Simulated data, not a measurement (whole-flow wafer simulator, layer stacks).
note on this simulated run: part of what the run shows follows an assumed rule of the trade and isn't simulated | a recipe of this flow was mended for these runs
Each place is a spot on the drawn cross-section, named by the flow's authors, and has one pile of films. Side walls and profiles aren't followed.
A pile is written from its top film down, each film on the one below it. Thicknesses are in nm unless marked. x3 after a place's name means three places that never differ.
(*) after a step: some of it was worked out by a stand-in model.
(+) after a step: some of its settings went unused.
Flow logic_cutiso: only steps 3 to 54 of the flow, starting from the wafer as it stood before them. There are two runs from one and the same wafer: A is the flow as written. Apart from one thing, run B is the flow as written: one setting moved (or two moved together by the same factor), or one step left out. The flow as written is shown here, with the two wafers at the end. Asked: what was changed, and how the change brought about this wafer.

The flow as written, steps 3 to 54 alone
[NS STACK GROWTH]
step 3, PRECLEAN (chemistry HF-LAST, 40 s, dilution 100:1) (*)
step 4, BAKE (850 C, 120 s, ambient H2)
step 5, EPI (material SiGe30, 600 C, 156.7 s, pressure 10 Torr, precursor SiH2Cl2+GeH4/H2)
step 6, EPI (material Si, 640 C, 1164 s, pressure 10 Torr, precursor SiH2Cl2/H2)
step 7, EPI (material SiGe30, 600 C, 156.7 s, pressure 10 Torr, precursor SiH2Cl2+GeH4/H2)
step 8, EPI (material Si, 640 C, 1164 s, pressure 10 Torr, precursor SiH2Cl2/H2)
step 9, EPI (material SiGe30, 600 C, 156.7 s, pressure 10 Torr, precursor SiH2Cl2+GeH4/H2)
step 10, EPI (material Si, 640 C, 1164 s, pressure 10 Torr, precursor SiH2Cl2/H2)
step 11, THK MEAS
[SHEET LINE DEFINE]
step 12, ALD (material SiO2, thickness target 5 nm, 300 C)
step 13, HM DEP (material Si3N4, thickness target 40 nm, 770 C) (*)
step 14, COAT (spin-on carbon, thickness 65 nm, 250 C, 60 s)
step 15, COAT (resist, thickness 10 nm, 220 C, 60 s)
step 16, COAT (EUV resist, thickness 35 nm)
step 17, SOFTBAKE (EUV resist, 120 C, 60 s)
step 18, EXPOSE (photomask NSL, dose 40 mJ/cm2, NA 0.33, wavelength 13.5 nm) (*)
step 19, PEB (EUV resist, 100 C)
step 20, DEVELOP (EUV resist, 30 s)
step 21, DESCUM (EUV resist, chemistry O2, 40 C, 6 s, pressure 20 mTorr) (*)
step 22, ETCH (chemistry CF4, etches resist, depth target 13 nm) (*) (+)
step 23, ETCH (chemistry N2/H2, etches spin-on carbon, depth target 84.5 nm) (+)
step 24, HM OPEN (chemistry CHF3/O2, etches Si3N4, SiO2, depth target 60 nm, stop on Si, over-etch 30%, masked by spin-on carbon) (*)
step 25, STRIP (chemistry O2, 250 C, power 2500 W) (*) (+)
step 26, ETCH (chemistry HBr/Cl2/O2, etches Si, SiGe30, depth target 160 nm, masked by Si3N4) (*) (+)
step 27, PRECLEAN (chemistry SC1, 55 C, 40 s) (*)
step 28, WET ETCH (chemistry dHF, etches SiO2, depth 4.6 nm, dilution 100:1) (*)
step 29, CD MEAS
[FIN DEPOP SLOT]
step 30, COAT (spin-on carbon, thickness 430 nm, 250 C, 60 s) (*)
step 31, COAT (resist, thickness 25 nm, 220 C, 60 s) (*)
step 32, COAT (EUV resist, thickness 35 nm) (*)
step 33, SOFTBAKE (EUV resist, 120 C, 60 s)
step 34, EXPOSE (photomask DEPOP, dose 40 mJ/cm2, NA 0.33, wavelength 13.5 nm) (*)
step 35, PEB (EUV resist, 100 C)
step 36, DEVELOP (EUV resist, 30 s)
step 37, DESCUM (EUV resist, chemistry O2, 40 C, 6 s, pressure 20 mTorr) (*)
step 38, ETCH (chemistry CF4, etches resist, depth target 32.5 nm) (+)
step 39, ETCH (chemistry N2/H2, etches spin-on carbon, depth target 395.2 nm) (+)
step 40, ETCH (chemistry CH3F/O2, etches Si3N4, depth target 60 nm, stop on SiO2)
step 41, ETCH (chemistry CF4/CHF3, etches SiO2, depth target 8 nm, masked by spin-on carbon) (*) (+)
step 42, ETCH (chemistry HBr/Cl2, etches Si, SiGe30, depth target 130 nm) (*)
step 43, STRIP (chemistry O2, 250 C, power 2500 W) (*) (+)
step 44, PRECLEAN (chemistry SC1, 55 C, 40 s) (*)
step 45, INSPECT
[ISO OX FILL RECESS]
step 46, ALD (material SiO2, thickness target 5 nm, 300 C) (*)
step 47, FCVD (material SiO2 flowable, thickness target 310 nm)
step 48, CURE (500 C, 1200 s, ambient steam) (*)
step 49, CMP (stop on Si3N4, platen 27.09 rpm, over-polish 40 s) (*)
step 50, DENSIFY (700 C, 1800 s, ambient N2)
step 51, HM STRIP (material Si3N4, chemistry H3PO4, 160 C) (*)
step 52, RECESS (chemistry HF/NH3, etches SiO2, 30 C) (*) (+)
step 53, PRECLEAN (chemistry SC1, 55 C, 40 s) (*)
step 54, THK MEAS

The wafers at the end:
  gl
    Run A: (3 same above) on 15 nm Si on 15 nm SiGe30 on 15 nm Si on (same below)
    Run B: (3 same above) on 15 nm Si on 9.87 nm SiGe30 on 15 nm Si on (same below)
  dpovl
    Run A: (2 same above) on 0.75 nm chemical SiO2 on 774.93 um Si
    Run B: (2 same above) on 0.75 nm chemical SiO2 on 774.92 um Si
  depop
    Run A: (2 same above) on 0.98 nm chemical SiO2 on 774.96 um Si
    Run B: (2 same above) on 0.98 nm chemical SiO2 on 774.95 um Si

What caused this: step 7, EPI: 577 C was run, though the flow has 600 C.

How this came from the change, step by step:
  step 7, EPI (material SiGe30, 600 C, 156.7 s, pressure 10 Torr, precursor SiH2Cl2+GeH4/H2)
      depop, dpovl, gfld and 19 more: A SiGe30 gains 15 (new film) | B SiGe30 gains 9.87 (new film)
  step 26, ETCH (chemistry HBr/Cl2/O2, etches Si, SiGe30, depth target 160 nm, masked by Si3N4) (*) (+)
      dpovl, gfld, gxf, iso, isow, lnri, nsgap: A chemical SiO2 loses 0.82 (all of it), Si loses 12 (all of it), SiGe30 loses 15 (all of it), Si loses 15 (all of it), SiGe30 loses 15 (all of it), Si loses 15 (all of it), SiGe30 loses 15 (all of it), Si loses 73 | B chemical SiO2 loses 0.82 (all of it), Si loses 12 (all of it), SiGe30 loses 15 (all of it), Si loses 15 (all of it), SiGe30 loses 9.87 (all of it), Si loses 15 (all of it), SiGe30 loses 15 (all of it), Si loses 78.1
  step 42, ETCH (chemistry HBr/Cl2, etches Si, SiGe30, depth target 130 nm) (*)
      depop: A Si loses 13.8 (all of it), SiGe30 loses 15 (all of it), Si loses 15 (all of it), SiGe30 loses 15 (all of it), Si loses 15 (all of it), SiGe30 loses 15 (all of it), Si loses 41.2 | B Si loses 13.8 (all of it), SiGe30 loses 15 (all of it), Si loses 15 (all of it), SiGe30 loses 9.87 (all of it), Si loses 15 (all of it), SiGe30 loses 15 (all of it), Si loses 46.4
